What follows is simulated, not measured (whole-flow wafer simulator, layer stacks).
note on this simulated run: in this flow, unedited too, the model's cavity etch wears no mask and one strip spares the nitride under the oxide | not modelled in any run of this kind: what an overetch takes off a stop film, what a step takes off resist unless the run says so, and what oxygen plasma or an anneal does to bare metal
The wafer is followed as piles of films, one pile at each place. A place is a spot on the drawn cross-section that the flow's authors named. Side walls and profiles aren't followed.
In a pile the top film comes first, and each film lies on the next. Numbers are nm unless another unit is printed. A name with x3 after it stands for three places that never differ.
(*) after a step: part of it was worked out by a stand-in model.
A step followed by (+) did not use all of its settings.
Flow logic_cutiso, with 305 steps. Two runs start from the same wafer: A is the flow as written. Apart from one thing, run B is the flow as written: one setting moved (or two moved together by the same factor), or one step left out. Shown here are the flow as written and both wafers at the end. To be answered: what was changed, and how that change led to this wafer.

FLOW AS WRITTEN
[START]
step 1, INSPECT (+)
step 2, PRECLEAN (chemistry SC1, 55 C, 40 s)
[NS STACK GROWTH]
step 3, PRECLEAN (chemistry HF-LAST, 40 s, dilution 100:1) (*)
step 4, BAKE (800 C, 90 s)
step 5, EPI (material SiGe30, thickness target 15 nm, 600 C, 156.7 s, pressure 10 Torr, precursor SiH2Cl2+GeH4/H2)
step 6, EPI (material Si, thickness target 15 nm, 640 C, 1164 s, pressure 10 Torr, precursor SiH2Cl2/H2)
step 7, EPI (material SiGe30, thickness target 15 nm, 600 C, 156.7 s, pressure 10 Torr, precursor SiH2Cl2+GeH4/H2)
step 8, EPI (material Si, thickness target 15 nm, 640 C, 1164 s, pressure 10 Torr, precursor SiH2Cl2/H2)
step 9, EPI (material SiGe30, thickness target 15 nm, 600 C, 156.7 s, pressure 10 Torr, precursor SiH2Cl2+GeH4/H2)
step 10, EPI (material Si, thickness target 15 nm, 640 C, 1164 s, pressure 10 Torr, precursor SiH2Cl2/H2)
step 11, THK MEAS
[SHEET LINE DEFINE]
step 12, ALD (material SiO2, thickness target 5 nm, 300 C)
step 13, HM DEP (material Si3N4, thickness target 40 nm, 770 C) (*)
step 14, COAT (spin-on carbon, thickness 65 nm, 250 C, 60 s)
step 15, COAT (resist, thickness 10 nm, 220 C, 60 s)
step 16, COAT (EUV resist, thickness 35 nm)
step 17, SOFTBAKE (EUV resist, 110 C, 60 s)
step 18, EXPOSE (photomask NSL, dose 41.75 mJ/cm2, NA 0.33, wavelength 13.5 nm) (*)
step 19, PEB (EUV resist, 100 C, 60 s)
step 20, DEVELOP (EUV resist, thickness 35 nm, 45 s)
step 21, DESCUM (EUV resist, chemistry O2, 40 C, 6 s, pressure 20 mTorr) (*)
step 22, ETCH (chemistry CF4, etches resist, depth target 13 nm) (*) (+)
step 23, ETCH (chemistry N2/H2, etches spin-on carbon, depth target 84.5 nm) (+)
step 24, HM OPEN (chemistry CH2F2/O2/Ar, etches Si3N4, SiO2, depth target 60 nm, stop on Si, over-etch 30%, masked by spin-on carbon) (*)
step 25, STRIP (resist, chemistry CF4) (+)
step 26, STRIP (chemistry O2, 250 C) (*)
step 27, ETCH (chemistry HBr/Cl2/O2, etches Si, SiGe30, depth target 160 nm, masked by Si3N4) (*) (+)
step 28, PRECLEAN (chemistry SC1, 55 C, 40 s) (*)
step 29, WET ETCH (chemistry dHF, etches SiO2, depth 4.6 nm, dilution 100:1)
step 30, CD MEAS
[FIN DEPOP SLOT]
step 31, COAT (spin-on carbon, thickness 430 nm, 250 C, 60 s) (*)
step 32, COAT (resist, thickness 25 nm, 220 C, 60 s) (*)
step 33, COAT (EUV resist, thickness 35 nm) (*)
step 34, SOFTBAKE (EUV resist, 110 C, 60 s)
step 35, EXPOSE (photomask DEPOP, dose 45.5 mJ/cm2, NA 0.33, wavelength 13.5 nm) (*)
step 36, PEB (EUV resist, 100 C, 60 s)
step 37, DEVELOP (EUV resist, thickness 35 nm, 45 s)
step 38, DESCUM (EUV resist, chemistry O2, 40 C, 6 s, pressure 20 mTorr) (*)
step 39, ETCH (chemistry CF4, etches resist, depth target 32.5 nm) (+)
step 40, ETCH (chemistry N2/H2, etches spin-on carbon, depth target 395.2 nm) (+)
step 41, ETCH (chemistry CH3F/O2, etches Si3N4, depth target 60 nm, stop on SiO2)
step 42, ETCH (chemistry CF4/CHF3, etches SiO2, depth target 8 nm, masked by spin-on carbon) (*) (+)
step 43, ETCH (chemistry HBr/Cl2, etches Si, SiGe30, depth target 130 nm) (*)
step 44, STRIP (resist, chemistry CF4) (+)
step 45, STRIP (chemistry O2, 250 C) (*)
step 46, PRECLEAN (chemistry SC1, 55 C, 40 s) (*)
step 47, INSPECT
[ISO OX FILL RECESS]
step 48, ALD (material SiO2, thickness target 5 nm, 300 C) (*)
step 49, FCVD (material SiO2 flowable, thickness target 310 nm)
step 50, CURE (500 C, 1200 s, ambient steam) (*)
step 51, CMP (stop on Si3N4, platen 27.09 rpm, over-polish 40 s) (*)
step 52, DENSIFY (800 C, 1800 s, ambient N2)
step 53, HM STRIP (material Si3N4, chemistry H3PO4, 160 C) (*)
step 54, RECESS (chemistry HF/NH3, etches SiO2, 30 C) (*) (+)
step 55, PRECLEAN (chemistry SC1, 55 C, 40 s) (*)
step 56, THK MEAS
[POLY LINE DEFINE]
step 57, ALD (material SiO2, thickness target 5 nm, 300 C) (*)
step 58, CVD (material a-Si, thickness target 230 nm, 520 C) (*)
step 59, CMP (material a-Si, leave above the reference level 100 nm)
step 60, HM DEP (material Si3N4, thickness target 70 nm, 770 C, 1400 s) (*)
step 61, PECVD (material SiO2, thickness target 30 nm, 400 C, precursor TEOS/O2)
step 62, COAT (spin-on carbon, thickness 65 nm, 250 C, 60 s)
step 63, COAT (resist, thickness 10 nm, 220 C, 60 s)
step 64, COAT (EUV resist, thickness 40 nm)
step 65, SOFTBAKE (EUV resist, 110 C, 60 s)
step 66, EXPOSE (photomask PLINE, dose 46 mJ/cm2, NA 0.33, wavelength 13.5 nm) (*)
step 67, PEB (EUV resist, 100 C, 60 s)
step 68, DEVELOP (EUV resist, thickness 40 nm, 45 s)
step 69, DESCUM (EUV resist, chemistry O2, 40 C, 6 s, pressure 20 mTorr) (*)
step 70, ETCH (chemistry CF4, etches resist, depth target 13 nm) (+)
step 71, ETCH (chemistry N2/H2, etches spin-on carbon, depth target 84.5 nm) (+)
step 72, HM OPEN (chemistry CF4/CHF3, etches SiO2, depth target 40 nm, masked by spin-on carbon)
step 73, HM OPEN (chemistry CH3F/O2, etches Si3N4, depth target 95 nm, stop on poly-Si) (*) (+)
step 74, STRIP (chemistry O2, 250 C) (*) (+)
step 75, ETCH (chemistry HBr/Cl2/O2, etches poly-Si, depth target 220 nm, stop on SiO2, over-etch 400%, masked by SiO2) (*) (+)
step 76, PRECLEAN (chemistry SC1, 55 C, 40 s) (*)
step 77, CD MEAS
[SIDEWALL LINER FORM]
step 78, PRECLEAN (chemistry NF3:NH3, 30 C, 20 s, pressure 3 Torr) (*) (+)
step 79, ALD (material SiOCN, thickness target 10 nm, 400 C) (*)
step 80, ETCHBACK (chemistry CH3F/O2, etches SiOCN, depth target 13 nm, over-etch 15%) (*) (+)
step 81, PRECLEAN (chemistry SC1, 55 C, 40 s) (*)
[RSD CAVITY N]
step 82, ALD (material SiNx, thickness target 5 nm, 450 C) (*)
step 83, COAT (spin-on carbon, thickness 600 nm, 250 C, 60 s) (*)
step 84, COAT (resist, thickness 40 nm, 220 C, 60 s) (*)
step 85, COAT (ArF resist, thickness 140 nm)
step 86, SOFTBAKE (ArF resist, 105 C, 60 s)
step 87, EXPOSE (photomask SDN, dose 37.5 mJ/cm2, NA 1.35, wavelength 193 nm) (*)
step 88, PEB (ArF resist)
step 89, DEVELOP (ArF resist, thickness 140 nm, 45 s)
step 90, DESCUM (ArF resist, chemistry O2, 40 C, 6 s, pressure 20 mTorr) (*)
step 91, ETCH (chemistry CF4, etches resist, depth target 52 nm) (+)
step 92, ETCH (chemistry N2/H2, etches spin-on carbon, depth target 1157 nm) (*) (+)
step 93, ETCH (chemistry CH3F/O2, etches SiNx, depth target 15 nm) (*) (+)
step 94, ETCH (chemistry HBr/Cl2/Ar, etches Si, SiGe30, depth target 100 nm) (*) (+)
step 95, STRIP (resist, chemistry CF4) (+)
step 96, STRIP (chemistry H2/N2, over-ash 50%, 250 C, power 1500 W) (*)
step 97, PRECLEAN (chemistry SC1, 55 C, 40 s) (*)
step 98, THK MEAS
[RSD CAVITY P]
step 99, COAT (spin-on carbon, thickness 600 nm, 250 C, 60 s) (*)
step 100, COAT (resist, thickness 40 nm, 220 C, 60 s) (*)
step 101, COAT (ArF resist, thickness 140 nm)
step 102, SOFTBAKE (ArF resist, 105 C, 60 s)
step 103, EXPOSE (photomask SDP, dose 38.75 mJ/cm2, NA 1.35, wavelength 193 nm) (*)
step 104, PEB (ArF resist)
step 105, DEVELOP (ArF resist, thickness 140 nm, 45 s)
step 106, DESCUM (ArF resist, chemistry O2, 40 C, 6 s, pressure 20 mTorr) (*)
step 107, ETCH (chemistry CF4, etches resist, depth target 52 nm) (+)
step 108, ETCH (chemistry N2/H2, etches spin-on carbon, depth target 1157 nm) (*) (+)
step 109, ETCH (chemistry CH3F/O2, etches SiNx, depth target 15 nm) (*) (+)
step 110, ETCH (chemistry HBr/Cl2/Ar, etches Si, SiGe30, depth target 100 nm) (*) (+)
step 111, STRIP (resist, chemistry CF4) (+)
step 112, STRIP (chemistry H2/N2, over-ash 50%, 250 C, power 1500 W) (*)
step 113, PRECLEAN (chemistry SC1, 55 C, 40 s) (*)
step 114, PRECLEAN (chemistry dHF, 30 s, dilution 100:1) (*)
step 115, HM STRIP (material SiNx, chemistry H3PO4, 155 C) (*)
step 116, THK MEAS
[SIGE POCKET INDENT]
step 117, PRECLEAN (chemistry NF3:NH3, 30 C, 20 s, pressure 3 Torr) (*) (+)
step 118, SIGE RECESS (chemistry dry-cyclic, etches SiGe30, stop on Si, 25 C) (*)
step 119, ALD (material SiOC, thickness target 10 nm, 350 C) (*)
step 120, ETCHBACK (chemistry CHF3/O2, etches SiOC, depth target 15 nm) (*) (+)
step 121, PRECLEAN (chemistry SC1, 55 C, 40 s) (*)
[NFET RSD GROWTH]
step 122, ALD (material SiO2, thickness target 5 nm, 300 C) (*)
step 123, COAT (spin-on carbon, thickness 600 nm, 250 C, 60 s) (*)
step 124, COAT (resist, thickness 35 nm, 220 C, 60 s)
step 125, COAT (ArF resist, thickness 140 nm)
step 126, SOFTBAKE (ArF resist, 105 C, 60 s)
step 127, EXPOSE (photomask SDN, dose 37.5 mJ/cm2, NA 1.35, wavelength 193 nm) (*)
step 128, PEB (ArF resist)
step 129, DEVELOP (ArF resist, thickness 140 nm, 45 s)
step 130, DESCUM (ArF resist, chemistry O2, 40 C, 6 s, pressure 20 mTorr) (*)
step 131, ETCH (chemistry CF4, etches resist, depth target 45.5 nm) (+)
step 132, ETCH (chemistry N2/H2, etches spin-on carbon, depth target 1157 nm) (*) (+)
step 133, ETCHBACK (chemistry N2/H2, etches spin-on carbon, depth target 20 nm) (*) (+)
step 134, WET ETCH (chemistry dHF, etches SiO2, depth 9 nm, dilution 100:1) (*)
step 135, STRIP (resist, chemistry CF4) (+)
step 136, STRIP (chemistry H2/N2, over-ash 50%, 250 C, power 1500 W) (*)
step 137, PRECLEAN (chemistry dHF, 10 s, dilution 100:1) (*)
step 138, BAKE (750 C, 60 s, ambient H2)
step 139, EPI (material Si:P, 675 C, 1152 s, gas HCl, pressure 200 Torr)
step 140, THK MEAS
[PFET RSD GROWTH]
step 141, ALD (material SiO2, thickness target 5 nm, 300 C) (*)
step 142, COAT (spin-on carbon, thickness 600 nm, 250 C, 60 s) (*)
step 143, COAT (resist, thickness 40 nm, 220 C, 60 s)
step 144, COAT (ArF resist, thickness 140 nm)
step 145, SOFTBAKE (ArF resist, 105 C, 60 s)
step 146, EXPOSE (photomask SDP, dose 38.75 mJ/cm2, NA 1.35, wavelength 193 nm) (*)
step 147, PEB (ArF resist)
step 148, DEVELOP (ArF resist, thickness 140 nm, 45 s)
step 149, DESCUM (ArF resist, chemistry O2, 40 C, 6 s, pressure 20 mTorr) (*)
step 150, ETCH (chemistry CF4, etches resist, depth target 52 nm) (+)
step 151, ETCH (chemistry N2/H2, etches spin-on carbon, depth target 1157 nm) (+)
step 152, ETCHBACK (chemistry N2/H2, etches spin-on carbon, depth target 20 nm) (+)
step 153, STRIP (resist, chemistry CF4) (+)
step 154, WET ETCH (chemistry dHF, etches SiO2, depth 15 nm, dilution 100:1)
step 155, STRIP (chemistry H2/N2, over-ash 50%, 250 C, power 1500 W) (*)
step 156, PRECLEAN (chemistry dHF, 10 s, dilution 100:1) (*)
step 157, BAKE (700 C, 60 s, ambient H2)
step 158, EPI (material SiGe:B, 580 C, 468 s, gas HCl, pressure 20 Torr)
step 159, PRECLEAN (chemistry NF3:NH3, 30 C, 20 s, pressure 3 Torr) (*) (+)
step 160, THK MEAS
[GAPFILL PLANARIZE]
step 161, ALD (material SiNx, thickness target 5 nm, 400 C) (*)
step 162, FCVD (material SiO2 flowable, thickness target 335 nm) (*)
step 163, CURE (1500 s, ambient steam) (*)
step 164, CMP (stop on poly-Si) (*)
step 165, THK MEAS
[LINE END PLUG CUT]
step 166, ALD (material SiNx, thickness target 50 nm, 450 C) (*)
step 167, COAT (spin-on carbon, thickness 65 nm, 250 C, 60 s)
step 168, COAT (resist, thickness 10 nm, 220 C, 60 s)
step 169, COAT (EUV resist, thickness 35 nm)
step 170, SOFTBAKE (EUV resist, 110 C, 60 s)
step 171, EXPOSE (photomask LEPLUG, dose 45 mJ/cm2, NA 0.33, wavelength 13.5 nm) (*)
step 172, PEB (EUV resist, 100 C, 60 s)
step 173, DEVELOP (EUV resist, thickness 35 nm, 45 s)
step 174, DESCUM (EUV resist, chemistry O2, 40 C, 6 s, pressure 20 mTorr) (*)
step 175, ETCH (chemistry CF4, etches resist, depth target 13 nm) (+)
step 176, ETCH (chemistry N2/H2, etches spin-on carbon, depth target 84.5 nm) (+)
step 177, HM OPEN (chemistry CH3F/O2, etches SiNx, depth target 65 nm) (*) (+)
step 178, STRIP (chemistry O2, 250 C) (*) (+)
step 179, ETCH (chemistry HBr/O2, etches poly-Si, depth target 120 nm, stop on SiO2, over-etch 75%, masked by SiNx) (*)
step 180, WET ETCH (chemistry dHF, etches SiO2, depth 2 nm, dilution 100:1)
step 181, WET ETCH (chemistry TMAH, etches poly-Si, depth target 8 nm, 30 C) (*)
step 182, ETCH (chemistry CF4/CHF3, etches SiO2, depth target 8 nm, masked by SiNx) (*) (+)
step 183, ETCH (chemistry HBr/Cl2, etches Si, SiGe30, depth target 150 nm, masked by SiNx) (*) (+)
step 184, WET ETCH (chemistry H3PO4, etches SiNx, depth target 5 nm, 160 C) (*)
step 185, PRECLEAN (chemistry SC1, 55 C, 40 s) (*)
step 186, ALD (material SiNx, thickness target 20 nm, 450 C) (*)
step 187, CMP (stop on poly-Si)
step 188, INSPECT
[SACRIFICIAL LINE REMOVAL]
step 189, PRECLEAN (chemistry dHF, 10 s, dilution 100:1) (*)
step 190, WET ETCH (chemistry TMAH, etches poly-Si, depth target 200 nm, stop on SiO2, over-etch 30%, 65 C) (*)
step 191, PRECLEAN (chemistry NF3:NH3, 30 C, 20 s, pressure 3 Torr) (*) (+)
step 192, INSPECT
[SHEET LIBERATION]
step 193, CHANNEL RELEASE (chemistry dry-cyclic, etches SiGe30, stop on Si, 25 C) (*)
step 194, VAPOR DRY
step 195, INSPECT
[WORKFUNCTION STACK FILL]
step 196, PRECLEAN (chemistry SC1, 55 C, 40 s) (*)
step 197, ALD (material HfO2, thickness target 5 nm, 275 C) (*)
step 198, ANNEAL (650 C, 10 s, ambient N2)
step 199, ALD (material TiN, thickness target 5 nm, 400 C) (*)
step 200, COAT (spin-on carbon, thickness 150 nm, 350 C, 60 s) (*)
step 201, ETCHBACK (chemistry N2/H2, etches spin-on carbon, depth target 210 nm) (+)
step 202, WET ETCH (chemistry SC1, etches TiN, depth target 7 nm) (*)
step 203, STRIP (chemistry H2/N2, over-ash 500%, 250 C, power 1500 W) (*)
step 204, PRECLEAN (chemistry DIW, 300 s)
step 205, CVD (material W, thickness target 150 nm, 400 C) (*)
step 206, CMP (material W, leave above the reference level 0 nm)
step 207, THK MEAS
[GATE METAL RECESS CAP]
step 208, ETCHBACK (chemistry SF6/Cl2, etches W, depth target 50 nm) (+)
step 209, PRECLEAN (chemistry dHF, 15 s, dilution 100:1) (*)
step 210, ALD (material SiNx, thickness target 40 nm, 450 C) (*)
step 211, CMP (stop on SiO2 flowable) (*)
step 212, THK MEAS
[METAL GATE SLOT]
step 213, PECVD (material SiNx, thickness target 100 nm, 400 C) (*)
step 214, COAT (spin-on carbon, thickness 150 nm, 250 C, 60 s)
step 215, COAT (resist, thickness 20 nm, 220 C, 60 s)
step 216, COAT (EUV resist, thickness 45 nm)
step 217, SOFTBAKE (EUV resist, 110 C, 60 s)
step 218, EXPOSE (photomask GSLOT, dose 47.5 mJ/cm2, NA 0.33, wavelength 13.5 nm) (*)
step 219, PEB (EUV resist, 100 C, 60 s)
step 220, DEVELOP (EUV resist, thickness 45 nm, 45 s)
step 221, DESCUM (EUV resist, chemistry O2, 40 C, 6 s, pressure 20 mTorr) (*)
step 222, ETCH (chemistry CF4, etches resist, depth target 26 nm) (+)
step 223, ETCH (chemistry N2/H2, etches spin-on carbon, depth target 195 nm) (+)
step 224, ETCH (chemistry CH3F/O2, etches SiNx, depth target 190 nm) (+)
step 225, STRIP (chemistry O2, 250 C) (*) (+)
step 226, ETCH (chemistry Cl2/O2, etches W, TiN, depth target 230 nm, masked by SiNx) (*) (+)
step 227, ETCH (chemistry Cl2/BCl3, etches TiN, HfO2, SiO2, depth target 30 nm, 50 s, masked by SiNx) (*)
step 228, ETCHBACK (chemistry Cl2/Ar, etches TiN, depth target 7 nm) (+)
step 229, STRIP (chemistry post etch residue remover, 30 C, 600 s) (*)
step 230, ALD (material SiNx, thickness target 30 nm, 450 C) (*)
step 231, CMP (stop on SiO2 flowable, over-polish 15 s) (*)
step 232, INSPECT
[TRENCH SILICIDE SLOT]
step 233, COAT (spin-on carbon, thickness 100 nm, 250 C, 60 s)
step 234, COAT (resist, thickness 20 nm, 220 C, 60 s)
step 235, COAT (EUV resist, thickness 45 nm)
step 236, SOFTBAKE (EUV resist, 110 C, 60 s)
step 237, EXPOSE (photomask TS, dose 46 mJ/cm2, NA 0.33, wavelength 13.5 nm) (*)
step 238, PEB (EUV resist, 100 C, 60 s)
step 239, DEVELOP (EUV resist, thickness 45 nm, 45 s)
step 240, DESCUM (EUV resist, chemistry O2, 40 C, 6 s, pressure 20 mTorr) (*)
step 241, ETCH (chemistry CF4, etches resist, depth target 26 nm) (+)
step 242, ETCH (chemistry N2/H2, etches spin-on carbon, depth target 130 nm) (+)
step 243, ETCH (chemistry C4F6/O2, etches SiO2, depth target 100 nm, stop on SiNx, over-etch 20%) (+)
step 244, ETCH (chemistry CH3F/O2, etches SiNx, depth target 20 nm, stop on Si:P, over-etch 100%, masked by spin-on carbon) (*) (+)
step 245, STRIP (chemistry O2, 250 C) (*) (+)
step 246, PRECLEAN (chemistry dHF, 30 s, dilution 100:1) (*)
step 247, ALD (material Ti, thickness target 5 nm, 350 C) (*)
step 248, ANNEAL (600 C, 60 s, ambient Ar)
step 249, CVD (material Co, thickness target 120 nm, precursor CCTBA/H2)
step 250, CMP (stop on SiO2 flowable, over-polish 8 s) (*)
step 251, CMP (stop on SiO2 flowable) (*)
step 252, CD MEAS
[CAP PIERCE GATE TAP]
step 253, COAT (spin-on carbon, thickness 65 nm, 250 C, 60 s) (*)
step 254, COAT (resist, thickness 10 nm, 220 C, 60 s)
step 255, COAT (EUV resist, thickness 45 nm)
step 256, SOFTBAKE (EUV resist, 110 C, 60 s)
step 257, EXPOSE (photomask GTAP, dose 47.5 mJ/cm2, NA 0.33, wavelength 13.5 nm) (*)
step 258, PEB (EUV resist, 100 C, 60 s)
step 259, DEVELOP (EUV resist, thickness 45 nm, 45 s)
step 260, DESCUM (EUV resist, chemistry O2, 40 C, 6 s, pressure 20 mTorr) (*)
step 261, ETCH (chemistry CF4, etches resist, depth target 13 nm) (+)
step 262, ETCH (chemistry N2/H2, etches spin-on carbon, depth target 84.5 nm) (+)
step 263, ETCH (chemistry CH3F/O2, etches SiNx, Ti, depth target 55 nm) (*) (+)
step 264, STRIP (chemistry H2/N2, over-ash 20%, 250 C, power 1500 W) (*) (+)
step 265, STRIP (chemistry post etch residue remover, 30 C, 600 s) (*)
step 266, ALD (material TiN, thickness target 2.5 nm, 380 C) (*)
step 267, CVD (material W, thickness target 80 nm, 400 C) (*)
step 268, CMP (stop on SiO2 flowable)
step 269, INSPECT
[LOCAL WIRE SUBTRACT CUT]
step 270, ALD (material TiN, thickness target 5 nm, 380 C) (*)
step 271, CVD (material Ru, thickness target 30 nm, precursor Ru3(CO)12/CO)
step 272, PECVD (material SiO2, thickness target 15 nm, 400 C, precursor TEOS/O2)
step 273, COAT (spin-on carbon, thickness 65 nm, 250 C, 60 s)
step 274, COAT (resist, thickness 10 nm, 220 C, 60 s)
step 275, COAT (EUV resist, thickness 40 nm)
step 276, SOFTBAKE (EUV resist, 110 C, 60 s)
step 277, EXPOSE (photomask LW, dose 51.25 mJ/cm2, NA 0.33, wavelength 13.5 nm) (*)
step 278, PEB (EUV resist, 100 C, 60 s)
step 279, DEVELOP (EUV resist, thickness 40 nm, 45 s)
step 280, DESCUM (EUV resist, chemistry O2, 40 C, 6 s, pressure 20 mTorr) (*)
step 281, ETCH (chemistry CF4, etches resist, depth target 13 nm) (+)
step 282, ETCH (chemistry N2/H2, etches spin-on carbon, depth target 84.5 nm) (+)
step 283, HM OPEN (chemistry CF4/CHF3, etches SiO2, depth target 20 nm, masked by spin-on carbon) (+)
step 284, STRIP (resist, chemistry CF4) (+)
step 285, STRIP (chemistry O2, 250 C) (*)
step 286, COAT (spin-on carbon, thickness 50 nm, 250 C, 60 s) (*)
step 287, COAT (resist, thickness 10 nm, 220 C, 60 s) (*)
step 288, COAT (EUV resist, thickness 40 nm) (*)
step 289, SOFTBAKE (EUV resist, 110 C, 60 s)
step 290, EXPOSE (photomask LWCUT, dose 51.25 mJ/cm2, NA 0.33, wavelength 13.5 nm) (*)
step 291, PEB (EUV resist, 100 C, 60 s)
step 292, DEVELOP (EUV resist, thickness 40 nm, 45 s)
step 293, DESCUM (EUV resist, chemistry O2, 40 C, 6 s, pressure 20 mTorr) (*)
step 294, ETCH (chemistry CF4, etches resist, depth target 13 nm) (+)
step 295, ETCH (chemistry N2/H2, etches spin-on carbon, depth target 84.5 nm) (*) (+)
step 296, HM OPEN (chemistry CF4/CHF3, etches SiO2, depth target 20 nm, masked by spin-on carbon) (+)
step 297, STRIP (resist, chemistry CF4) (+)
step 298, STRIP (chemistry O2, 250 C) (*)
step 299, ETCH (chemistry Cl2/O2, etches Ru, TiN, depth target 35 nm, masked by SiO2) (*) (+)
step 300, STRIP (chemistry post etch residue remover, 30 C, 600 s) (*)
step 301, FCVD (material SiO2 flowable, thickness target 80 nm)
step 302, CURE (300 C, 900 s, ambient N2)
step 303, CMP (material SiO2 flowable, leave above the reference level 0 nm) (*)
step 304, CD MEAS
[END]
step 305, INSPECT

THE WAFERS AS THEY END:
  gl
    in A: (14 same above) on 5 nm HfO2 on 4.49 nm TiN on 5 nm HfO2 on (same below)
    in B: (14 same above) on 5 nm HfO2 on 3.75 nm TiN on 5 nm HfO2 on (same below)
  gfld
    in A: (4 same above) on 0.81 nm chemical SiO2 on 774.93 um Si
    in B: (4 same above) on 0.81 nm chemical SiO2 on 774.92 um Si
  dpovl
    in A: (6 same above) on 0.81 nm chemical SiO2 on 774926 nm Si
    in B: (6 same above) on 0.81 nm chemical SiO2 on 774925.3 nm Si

Cause: step 7, EPI: 148.9 s was run, whereas the flow has 156.7 s.

The path from the change to this, step by step:
  step 7, EPI (material SiGe30, thickness target 15 nm, 600 C, 156.7 s, pressure 10 Torr, precursor SiH2Cl2+GeH4/H2)
      depop, dpovl, gfld and 19 more: A +15 SiGe30 (new film) | B +14.3 SiGe30 (new film)
  step 27, ETCH (chemistry HBr/Cl2/O2, etches Si, SiGe30, depth target 160 nm, masked by Si3N4) (*) (+)
      gfld, gxf, iso, lnri: A -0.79 chemical SiO2 (all of it), -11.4 Si (all of it), -15 SiGe30 (all of it), -15 Si (all of it), -15 SiGe30 (all of it), -15 Si (all of it), -15 SiGe30 (all of it), -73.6 Si | B -0.79 chemical SiO2 (all of it), -11.4 Si (all of it), -15 SiGe30 (all of it), -15 Si (all of it), -14.3 SiGe30 (all of it), -15 Si (all of it), -15 SiGe30 (all of it), -74.4 Si
      dpovl, nsgap: A -0.79 chemical SiO2 (all of it), -11.8 Si (all of it), -15 SiGe30 (all of it), -15 Si (all of it), -15 SiGe30 (all of it), -15 Si (all of it), -15 SiGe30 (all of it), -73.2 Si | B -0.79 chemical SiO2 (all of it), -11.8 Si (all of it), -15 SiGe30 (all of it), -15 Si (all of it), -14.3 SiGe30 (all of it), -15 Si (all of it), -15 SiGe30 (all of it), -74 Si
      (as well as at 1 more place)
  step 43, ETCH (chemistry HBr/Cl2, etches Si, SiGe30, depth target 130 nm) (*)
      depop: A -14 Si (all of it), -15 SiGe30 (all of it), -15 Si (all of it), -15 SiGe30 (all of it), -15 Si (all of it), -15 SiGe30 (all of it), -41 Si | B -14 Si (all of it), -15 SiGe30 (all of it), -15 Si (all of it), -14.3 SiGe30 (all of it), -15 Si (all of it), -15 SiGe30 (all of it), -41.7 Si
  step 94, ETCH (chemistry HBr/Cl2/Ar, etches Si, SiGe30, depth target 100 nm) (*) (+)
      rsdn, rsdx: A -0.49 chemical SiO2 (all of it), -12.8 Si (all of it), -15 SiGe30 (all of it), -15 Si (all of it), -15 SiGe30 (all of it), -15 Si (all of it), -15 SiGe30 (all of it), -12.2 Si | B -0.49 chemical SiO2 (all of it), -12.8 Si (all of it), -15 SiGe30 (all of it), -15 Si (all of it), -14.3 SiGe30 (all of it), -15 Si (all of it), -15 SiGe30 (all of it), -12.9 Si
  step 110, ETCH (chemistry HBr/Cl2/Ar, etches Si, SiGe30, depth target 100 nm) (*) (+)
      rsdp, rsdw: A -0.49 chemical SiO2 (all of it), -12.8 Si (all of it), -15 SiGe30 (all of it), -15 Si (all of it), -15 SiGe30 (all of it), -15 Si (all of it), -15 SiGe30 (all of it), -12.2 Si | B -0.49 chemical SiO2 (all of it), -12.8 Si (all of it), -15 SiGe30 (all of it), -15 Si (all of it), -14.3 SiGe30 (all of it), -15 Si (all of it), -15 SiGe30 (all of it), -12.9 Si
  step 118, SIGE RECESS (chemistry dry-cyclic, etches SiGe30, stop on Si, 25 C) (*)
      lnr, lnrp, lnrt: A -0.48 SiOCN, -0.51 Si, +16 cavity (new film), -15 SiGe30 (all of it), -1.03 Si, +16 cavity (new film), -15 SiGe30 (all of it), -1.03 Si, +16 cavity (new film), -15 SiGe30 (all of it), -0.51 Si | B -0.48 SiOCN, -0.51 Si, +16 cavity (new film), -15 SiGe30 (all of it), -1.03 Si, +15.3 cavity (new film), -14.3 SiGe30 (all of it), -1.03 Si, +16 cavity (new film), -15 SiGe30 (all of it), -0.51 Si
  step 119, ALD (material SiOC, thickness target 10 nm, 350 C) (*)
      lnr, lnrp, lnrt: A +10 SiOC (new film), +16 SiOC (new film), -16 cavity (all of it), +16 SiOC (new film), -16 cavity (all of it), +16 SiOC (new film), -16 cavity (all of it) | B +10 SiOC (new film), +16 SiOC (new film), -16 cavity (all of it), +15.3 SiOC (new film), -15.3 cavity (all of it), +16 SiOC (new film), -16 cavity (all of it)
  step 183, ETCH (chemistry HBr/Cl2, etches Si, SiGe30, depth target 150 nm, masked by SiNx) (*) (+)
      plug: A -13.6 Si (all of it), -15 SiGe30 (all of it), -15 Si (all of it), -15 SiGe30 (all of it), -15 Si (all of it), -15 SiGe30 (all of it), -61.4 Si | B -13.6 Si (all of it), -15 SiGe30 (all of it), -15 Si (all of it), -14.3 SiGe30 (all of it), -15 Si (all of it), -15 SiGe30 (all of it), -62.2 Si
  step 193, CHANNEL RELEASE (chemistry dry-cyclic, etches SiGe30, stop on Si, 25 C) (*)
      gl, glp, gxn, gxp, ns, tap: A +0.8 chemical SiO2 (new film), -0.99 Si, +0.8 chemical SiO2 (new film), +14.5 cavity (new film), +0.8 chemical SiO2 (new film), -15 SiGe30 (all of it), -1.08 Si, +0.8 chemical SiO2 (new film), +14.5 cavity (new film), +0.8 chemical SiO2 (new film), -15 SiGe30 (all of it), -1.08 Si, +0.8 chemical SiO2 (new film), +14.5 cavity (new film), +0.8 chemical SiO2 (new film), -15 SiGe30 (all of it), -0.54 Si | B +0.8 chemical SiO2 (new film), -0.99 Si, +0.8 chemical SiO2 (new film), +14.5 cavity (new film), +0.8 chemical SiO2 (new film), -15 SiGe30 (all of it), -1.08 Si, +0.8 chemical SiO2 (new film), +13.7 cavity (new film), +0.8 chemical SiO2 (new film), -14.3 SiGe30 (all of it), -1.08 Si, +0.8 chemical SiO2 (new film), +14.5 cavity (new film), +0.8 chemical SiO2 (new film), -15 SiGe30 (all of it), -0.54 Si
  step 199, ALD (material TiN, thickness target 5 nm, 400 C) (*)
      gl, glp, tap: A +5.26 TiN (new film), +4.49 TiN (new film), -4.49 cavity (all of it), +4.49 TiN (new film), -4.49 cavity (all of it), +4.49 TiN (new film), -4.49 cavity (all of it) | B +5.26 TiN (new film), +4.49 TiN (new film), -4.49 cavity (all of it), +3.75 TiN (new film), -3.75 cavity (all of it), +4.49 TiN (new film), -4.49 cavity (all of it)
      gxn, gxp, ns: A +5 TiN (new film), +4.49 TiN (new film), -4.49 cavity (all of it), +4.49 TiN (new film), -4.49 cavity (all of it), +4.49 TiN (new film), -4.49 cavity (all of it) | B +5 TiN (new film), +4.49 TiN (new film), -4.49 cavity (all of it), +3.75 TiN (new film), -3.75 cavity (all of it), +4.49 TiN (new film), -4.49 cavity (all of it)
